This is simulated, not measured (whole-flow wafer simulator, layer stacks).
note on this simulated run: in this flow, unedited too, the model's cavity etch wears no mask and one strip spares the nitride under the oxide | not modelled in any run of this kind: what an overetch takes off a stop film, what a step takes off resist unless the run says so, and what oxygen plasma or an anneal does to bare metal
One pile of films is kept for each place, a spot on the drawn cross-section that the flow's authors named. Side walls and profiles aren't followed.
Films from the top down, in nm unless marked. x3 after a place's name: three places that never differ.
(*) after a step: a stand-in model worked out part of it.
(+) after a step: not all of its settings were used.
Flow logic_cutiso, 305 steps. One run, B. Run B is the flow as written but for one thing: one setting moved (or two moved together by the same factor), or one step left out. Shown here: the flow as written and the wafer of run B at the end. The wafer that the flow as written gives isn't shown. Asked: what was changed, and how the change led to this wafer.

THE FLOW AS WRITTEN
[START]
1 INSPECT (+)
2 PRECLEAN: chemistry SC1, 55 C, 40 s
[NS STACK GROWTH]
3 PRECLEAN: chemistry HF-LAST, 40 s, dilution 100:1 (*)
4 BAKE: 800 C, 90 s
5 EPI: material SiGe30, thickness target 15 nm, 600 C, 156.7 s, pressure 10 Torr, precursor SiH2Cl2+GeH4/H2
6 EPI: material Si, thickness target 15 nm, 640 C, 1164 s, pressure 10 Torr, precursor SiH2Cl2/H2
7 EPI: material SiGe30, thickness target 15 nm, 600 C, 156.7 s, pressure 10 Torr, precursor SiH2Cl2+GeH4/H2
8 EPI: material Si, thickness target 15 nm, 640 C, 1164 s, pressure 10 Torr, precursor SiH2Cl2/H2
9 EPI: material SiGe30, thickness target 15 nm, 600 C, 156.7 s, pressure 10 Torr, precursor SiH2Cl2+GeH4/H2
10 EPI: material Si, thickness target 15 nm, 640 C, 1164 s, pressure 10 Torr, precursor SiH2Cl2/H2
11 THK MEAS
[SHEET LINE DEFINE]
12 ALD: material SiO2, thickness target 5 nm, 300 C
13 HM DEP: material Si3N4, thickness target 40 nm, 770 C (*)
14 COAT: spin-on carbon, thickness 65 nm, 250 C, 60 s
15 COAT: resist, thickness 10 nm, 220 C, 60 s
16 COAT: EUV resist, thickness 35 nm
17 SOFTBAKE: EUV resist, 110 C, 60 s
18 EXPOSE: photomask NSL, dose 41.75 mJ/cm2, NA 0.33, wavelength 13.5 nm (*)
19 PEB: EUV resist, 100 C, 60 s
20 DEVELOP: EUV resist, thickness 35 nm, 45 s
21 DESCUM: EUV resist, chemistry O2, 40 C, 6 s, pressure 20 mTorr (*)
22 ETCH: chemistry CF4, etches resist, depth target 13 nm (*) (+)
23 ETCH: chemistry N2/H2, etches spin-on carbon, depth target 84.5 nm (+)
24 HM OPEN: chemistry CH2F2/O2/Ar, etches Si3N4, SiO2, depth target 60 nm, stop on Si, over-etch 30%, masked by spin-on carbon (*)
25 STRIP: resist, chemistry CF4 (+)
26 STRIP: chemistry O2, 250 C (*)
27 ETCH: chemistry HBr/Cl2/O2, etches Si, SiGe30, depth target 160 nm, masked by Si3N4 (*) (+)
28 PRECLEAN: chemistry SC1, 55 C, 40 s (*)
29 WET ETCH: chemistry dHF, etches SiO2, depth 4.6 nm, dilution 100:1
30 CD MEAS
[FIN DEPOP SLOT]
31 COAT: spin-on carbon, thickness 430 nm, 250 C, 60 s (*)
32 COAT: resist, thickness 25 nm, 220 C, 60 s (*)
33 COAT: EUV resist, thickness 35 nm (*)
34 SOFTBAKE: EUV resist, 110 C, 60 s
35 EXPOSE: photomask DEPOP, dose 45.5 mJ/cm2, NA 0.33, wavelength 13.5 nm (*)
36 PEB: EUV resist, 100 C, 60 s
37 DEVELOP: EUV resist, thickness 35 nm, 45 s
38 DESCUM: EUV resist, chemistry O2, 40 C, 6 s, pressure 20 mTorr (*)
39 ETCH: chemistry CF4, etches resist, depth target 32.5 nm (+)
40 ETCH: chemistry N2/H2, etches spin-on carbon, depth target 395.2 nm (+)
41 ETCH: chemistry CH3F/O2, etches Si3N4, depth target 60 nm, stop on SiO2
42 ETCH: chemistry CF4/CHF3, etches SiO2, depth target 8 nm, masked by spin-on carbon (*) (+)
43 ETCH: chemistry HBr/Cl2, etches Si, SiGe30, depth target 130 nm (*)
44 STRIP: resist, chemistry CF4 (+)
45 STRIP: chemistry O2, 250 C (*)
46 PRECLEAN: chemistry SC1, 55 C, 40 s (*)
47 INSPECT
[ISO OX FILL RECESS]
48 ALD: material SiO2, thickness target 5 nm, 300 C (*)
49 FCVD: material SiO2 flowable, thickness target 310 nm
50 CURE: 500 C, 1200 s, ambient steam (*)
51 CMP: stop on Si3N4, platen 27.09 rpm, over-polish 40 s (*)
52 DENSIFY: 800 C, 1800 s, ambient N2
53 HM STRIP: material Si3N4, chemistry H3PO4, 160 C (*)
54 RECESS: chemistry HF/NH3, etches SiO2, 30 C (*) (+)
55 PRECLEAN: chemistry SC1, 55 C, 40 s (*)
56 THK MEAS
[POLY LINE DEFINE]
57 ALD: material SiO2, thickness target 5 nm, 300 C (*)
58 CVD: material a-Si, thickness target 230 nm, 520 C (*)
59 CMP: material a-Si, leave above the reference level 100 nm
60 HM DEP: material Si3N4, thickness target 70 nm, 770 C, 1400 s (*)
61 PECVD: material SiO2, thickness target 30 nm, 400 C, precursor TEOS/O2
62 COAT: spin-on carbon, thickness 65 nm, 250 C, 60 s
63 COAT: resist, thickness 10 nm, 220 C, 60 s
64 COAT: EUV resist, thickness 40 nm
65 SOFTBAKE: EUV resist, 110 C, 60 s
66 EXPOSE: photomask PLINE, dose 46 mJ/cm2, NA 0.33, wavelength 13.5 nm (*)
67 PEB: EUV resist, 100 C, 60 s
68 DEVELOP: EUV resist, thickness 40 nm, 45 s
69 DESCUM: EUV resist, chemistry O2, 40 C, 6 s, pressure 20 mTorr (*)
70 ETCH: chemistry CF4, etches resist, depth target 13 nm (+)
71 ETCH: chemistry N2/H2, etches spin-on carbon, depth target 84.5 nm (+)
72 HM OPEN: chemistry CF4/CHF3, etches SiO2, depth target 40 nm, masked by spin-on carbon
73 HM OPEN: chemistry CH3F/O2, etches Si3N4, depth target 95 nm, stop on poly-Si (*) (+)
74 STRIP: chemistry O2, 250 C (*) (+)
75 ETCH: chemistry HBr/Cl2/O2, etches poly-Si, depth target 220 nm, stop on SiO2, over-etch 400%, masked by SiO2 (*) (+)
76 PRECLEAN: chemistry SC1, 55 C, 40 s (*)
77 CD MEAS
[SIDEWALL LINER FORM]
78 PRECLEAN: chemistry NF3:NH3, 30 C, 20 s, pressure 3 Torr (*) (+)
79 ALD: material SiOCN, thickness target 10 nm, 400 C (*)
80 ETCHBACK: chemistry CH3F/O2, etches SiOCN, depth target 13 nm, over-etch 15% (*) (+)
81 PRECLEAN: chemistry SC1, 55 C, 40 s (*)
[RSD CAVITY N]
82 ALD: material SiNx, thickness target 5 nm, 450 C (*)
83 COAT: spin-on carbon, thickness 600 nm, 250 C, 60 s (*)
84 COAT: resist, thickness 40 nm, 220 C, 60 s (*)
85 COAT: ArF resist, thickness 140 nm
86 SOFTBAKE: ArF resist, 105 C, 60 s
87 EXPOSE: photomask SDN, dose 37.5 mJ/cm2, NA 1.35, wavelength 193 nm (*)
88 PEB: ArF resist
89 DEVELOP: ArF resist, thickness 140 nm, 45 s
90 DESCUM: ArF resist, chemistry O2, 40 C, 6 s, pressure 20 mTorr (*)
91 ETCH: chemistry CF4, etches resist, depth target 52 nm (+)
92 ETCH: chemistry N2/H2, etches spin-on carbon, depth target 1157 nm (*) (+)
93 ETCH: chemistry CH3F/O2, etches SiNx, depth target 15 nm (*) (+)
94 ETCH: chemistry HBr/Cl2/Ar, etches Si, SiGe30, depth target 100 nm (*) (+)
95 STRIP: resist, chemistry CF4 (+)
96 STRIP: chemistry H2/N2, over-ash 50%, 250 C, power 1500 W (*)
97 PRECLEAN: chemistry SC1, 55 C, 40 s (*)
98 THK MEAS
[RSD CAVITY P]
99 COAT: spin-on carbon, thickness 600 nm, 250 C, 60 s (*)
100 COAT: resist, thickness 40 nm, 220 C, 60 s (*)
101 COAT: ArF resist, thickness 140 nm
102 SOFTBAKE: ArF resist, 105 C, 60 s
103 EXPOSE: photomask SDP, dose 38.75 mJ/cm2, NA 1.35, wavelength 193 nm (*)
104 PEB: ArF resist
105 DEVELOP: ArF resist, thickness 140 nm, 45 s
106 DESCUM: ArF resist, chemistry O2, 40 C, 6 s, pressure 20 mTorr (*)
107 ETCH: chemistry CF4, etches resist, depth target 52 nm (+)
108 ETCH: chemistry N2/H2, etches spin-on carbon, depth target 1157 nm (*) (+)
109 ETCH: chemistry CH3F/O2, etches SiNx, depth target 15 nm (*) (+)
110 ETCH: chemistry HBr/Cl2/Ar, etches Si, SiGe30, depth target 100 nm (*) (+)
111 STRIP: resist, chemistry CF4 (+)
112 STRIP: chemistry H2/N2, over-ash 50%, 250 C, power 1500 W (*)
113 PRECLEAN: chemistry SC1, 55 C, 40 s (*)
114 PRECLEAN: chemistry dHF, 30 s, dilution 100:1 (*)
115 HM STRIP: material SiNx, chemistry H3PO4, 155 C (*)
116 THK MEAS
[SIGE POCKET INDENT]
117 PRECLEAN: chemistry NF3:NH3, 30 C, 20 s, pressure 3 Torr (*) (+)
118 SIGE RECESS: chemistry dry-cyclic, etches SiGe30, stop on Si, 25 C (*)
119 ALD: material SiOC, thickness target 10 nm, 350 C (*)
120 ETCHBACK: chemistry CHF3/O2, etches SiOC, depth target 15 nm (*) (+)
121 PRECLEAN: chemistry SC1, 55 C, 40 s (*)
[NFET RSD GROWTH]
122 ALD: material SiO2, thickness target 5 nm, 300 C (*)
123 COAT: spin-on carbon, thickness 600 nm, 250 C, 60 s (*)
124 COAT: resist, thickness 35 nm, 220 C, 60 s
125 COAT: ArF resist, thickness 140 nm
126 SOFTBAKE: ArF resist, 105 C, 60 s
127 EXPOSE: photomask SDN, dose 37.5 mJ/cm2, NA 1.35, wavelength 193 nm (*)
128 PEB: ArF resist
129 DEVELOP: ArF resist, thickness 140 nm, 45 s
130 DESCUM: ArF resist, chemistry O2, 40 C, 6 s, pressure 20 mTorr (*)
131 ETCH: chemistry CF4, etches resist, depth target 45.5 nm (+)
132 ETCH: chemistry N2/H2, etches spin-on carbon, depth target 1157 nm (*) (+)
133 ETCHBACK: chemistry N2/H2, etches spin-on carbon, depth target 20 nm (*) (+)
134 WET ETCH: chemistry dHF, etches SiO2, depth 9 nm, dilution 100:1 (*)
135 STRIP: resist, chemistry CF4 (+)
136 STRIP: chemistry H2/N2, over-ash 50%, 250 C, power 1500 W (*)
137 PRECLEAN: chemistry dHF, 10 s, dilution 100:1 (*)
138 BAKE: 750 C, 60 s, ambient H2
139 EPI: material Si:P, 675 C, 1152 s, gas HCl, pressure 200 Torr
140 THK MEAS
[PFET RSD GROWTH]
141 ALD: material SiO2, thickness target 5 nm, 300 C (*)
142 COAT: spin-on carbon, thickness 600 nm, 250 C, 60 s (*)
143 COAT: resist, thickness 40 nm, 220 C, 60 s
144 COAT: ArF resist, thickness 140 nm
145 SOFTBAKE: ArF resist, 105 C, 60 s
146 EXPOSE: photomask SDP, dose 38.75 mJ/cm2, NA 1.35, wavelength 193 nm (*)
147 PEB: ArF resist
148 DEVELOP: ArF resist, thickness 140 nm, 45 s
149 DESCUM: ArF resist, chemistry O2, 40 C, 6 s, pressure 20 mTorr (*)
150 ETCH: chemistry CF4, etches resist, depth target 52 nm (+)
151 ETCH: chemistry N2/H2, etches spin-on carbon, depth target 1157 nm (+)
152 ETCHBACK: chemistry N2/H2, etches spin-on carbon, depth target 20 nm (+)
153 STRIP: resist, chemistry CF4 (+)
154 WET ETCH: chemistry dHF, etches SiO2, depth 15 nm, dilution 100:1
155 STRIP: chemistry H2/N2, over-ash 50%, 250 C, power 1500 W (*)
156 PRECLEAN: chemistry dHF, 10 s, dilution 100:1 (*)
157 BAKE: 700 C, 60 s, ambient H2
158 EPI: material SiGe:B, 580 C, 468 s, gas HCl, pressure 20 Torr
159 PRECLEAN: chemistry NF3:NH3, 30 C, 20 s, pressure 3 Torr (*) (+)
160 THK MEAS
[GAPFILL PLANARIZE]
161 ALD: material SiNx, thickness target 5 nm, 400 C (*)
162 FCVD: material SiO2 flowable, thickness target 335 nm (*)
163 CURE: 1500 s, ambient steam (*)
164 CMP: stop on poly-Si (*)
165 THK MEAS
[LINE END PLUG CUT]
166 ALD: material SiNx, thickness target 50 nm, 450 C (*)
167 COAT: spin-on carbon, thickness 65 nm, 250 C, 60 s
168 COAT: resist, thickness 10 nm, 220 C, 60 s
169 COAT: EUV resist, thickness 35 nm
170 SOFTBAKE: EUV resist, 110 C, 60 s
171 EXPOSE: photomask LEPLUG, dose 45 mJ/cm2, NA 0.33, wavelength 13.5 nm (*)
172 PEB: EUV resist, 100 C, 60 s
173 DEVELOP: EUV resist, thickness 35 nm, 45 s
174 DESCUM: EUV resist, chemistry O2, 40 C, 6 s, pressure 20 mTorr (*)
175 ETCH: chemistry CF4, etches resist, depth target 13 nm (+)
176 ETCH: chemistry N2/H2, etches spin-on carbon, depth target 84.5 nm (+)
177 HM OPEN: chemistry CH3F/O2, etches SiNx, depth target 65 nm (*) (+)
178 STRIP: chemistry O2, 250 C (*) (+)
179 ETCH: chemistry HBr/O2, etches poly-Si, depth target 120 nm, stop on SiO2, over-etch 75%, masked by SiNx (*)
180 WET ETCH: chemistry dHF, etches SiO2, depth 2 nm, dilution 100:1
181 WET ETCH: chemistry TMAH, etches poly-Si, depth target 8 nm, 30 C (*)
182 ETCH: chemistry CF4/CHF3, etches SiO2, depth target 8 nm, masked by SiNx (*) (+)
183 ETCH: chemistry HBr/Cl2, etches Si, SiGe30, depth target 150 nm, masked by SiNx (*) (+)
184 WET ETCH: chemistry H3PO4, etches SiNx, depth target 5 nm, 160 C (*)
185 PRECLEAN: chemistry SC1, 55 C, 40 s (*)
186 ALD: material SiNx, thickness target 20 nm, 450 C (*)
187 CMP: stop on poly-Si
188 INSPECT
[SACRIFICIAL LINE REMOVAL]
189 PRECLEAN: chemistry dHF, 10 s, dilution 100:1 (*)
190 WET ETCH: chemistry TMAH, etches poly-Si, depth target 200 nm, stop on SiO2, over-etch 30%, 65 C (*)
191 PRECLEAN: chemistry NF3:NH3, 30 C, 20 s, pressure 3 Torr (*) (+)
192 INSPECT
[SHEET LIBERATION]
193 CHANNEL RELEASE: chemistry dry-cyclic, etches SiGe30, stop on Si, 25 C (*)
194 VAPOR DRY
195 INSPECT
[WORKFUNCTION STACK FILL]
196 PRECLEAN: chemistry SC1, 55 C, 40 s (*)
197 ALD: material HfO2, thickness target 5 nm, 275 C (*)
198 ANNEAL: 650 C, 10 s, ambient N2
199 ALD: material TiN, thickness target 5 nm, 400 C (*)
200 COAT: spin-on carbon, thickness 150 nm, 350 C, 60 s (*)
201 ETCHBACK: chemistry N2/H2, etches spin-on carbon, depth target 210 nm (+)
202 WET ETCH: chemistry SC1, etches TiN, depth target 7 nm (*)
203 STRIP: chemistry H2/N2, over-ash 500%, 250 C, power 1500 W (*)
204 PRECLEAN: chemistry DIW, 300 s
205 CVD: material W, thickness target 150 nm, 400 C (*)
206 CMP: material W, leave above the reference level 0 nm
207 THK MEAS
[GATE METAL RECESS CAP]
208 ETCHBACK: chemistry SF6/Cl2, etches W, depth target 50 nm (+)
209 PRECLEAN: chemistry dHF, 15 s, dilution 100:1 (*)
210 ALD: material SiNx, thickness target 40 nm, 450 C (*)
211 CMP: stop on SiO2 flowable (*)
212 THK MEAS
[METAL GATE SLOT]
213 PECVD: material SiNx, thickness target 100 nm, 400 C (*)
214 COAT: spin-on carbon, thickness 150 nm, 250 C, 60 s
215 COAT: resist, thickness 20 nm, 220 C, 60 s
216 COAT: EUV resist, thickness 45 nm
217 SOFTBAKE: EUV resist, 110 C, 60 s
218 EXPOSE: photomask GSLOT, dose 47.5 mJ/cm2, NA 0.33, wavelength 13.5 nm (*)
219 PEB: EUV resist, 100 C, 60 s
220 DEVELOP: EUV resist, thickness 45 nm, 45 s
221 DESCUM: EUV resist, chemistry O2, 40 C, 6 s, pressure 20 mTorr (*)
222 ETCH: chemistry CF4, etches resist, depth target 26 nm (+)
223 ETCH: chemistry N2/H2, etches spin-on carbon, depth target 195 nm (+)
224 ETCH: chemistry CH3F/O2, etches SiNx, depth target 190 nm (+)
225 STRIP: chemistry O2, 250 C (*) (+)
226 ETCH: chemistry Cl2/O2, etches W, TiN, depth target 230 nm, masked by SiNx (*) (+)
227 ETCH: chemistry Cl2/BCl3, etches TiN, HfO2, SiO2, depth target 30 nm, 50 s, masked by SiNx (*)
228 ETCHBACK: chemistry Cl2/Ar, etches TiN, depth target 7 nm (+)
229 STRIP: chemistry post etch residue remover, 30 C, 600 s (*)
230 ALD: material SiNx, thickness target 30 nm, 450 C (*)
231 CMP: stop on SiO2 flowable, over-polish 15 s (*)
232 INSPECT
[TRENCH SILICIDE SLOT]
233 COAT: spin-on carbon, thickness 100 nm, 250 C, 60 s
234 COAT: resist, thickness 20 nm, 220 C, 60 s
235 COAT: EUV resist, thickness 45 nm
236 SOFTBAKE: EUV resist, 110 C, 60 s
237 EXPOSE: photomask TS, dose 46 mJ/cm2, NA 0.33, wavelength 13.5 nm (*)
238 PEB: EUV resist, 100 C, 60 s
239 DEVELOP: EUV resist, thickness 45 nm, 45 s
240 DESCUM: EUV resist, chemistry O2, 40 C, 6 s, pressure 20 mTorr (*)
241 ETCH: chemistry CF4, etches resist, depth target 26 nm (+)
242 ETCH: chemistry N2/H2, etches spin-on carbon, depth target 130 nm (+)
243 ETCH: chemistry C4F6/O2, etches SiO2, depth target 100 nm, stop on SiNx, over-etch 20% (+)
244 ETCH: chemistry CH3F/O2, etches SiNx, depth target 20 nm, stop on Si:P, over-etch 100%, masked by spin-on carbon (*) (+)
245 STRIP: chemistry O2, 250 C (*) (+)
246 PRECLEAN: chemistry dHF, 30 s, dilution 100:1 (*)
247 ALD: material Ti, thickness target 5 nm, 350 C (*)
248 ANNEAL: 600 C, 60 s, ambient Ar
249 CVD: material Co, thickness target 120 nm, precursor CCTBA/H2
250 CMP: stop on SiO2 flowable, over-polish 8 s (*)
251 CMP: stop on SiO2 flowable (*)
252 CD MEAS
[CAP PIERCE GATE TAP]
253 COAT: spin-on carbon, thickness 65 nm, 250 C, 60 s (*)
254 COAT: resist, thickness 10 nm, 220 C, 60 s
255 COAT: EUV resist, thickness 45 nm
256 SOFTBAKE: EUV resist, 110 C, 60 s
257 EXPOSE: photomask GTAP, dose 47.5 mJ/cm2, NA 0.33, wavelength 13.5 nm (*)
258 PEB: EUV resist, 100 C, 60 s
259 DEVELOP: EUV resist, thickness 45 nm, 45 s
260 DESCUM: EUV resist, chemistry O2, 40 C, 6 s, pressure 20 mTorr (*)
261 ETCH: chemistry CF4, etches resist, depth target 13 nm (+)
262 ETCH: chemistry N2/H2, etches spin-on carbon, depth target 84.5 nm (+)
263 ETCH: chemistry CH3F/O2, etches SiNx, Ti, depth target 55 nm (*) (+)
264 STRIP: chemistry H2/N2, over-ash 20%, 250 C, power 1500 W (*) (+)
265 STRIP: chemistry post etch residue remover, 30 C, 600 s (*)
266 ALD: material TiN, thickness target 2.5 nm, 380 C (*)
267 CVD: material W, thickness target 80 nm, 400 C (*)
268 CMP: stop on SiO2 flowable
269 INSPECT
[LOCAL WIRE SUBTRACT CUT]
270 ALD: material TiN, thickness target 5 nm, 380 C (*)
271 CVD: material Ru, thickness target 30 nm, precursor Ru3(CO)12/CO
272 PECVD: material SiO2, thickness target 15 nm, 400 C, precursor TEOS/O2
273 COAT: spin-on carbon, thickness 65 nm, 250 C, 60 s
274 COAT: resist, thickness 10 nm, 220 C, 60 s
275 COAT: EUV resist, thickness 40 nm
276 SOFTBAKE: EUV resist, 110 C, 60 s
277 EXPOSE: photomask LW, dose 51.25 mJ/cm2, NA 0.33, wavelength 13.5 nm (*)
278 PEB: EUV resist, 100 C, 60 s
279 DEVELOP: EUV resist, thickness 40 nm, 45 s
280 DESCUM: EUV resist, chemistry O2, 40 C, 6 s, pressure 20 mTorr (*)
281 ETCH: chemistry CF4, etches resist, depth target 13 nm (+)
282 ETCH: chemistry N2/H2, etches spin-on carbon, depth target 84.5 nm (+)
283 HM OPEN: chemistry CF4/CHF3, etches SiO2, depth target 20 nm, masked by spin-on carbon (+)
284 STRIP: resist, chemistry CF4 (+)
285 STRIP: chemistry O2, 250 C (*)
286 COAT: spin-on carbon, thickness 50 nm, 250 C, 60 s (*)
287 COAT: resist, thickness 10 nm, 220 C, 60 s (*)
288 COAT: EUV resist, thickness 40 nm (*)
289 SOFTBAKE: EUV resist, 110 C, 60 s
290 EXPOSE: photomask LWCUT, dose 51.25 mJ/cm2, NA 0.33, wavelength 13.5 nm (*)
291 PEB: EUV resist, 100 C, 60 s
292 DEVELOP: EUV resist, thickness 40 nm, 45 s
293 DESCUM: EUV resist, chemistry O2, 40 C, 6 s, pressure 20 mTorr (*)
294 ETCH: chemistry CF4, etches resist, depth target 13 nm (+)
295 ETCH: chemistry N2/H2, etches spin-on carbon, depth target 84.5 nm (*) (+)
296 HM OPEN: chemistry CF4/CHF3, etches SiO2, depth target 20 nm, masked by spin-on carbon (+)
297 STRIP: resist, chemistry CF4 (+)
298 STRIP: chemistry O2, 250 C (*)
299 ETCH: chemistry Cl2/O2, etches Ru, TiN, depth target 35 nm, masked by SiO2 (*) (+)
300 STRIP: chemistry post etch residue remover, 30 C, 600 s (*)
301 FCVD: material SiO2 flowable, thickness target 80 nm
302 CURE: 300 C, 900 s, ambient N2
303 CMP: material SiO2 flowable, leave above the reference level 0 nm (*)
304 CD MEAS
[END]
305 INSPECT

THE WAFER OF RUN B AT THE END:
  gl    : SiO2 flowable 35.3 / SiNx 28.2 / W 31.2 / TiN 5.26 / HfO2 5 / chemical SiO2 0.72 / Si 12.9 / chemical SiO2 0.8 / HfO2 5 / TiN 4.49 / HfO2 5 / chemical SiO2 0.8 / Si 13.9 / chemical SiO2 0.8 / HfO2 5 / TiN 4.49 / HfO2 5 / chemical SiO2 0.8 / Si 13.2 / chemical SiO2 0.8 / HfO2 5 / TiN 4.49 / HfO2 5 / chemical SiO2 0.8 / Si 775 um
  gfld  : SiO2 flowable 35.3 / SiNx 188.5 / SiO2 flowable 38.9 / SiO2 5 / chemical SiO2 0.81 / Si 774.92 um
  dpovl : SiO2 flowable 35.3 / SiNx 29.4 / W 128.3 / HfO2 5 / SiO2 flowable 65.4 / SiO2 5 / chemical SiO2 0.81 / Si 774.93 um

The cause: step 6, EPI: thickness target 14.2 nm was run, where the flow has thickness target 15 nm; step 6, EPI: 1106 s was run, where the flow has 1164 s.

How the change led to this, step by step:
  6 EPI: material Si, thickness target 15 nm, 640 C, 1164 s, pressure 10 Torr, precursor SiH2Cl2/H2
      depop, dpovl, gfld and 19 more: Si +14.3 (new film) (as written it would be: Si +15 (new film))
  27 ETCH: chemistry HBr/Cl2/O2, etches Si, SiGe30, depth target 160 nm, masked by Si3N4 (*) (+)
      gfld, gxf, iso, lnri: chemical SiO2 -0.79 (all of it), Si -11.4 (all of it), SiGe30 -15 (all of it), Si -15 (all of it), SiGe30 -15 (all of it), Si -14.3 (all of it), SiGe30 -15 (all of it), Si -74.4 (as written it would be: chemical SiO2 -0.79 (all of it), Si -11.4 (all of it), SiGe30 -15 (all of it), Si -15 (all of it), SiGe30 -15 (all of it), Si -15 (all of it), SiGe30 -15 (all of it), Si -73.6)
      dpovl, nsgap: chemical SiO2 -0.79 (all of it), Si -11.8 (all of it), SiGe30 -15 (all of it), Si -15 (all of it), SiGe30 -15 (all of it), Si -14.3 (all of it), SiGe30 -15 (all of it), Si -74 (as written it would be: chemical SiO2 -0.79 (all of it), Si -11.8 (all of it), SiGe30 -15 (all of it), Si -15 (all of it), SiGe30 -15 (all of it), Si -15 (all of it), SiGe30 -15 (all of it), Si -73.2)
      (and at 1 more place)
  43 ETCH: chemistry HBr/Cl2, etches Si, SiGe30, depth target 130 nm (*)
      depop: Si -14 (all of it), SiGe30 -15 (all of it), Si -15 (all of it), SiGe30 -15 (all of it), Si -14.3 (all of it), SiGe30 -15 (all of it), Si -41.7 (as written it would be: Si -14 (all of it), SiGe30 -15 (all of it), Si -15 (all of it), SiGe30 -15 (all of it), Si -15 (all of it), SiGe30 -15 (all of it), Si -41)
  94 ETCH: chemistry HBr/Cl2/Ar, etches Si, SiGe30, depth target 100 nm (*) (+)
      rsdn, rsdx: chemical SiO2 -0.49 (all of it), Si -12.8 (all of it), SiGe30 -15 (all of it), Si -15 (all of it), SiGe30 -15 (all of it), Si -14.3 (all of it), SiGe30 -15 (all of it), Si -12.9 (as written it would be: chemical SiO2 -0.49 (all of it), Si -12.8 (all of it), SiGe30 -15 (all of it), Si -15 (all of it), SiGe30 -15 (all of it), Si -15 (all of it), SiGe30 -15 (all of it), Si -12.2)
  110 ETCH: chemistry HBr/Cl2/Ar, etches Si, SiGe30, depth target 100 nm (*) (+)
      rsdp, rsdw: chemical SiO2 -0.49 (all of it), Si -12.8 (all of it), SiGe30 -15 (all of it), Si -15 (all of it), SiGe30 -15 (all of it), Si -14.3 (all of it), SiGe30 -15 (all of it), Si -12.9 (as written it would be: chemical SiO2 -0.49 (all of it), Si -12.8 (all of it), SiGe30 -15 (all of it), Si -15 (all of it), SiGe30 -15 (all of it), Si -15 (all of it), SiGe30 -15 (all of it), Si -12.2)
  183 ETCH: chemistry HBr/Cl2, etches Si, SiGe30, depth target 150 nm, masked by SiNx (*) (+)
      plug: Si -13.6 (all of it), SiGe30 -15 (all of it), Si -15 (all of it), SiGe30 -15 (all of it), Si -14.3 (all of it), SiGe30 -15 (all of it), Si -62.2 (as written it would be: Si -13.6 (all of it), SiGe30 -15 (all of it), Si -15 (all of it), SiGe30 -15 (all of it), Si -15 (all of it), SiGe30 -15 (all of it), Si -61.4)
